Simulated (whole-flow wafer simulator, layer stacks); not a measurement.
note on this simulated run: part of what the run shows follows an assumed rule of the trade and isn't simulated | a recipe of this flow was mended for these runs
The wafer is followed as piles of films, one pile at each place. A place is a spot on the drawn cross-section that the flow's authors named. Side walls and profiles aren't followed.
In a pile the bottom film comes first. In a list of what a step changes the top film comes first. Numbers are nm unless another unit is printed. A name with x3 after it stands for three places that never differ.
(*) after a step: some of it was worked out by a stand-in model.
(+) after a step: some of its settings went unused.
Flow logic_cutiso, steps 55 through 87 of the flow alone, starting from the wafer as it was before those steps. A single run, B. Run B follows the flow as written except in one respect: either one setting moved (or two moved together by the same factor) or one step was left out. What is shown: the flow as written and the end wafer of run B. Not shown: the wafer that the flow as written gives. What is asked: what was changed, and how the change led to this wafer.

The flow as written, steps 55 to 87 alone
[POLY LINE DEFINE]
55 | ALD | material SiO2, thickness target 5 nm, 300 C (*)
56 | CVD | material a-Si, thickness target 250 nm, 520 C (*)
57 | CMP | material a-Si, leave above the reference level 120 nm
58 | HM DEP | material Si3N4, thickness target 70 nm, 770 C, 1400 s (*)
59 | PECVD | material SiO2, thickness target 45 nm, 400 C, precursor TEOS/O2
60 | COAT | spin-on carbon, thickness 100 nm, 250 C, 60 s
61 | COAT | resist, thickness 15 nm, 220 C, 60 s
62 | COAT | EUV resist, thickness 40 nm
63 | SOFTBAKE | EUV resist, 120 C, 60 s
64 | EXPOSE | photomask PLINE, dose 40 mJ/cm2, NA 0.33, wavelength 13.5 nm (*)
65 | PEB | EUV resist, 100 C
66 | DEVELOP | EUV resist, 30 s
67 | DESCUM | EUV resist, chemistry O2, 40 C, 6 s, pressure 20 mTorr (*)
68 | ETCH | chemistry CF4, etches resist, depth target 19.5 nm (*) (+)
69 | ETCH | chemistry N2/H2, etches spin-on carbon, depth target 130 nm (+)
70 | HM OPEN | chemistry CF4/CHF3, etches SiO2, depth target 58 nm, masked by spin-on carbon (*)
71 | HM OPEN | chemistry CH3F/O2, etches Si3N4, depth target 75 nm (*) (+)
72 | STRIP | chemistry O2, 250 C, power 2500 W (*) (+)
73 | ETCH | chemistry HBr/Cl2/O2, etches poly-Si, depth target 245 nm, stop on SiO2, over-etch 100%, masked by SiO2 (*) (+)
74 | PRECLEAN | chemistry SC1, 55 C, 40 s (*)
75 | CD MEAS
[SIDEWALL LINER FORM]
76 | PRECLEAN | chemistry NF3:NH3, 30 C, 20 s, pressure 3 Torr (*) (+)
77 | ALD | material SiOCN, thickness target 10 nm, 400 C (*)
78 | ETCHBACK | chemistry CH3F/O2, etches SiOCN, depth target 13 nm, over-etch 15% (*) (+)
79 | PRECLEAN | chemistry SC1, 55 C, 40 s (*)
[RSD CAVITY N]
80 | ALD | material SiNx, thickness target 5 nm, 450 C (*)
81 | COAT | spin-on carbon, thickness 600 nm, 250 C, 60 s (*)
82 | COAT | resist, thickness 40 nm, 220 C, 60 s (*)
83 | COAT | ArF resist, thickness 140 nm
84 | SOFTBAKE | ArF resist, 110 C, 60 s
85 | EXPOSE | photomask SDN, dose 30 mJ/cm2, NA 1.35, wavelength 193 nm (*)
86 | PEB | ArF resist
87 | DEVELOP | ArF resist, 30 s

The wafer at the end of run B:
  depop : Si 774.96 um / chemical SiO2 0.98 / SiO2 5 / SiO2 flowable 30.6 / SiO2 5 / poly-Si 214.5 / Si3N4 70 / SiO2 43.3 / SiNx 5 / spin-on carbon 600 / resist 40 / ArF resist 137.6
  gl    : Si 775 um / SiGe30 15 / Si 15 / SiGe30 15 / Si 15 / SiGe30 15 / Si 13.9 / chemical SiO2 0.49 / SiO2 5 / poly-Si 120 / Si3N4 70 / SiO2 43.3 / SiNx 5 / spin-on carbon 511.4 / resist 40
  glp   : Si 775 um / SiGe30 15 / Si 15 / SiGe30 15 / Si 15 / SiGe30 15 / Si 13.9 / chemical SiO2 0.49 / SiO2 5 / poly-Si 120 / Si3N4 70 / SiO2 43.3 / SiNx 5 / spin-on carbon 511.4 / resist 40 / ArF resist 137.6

What caused this: step 59, PECVD: thickness target 59.9 nm was run, whereas the flow has thickness target 45 nm.

The path from the change to this, step by step:
  59 | PECVD | material SiO2, thickness target 45 nm, 400 C, precursor TEOS/O2
      depop, dpovl x3, gfld and 17 more: +59.9 SiO2 (new film) (as written it would have been: +45 SiO2 (new film))
  70 | HM OPEN | chemistry CF4/CHF3, etches SiO2, depth target 58 nm, masked by spin-on carbon (*)
      iso, lnr, lnri and 6 more: -58.1 SiO2 (all of it) (as written it would have been: -43.2 SiO2 (all of it), -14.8 Si3N4)
  71 | HM OPEN | chemistry CH3F/O2, etches Si3N4, depth target 75 nm (*) (+)
      iso, lnr, lnri and 6 more: -70 Si3N4 (all of it), -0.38 poly-Si (as written it would have been: -55.2 Si3N4 (all of it), -1.52 poly-Si)
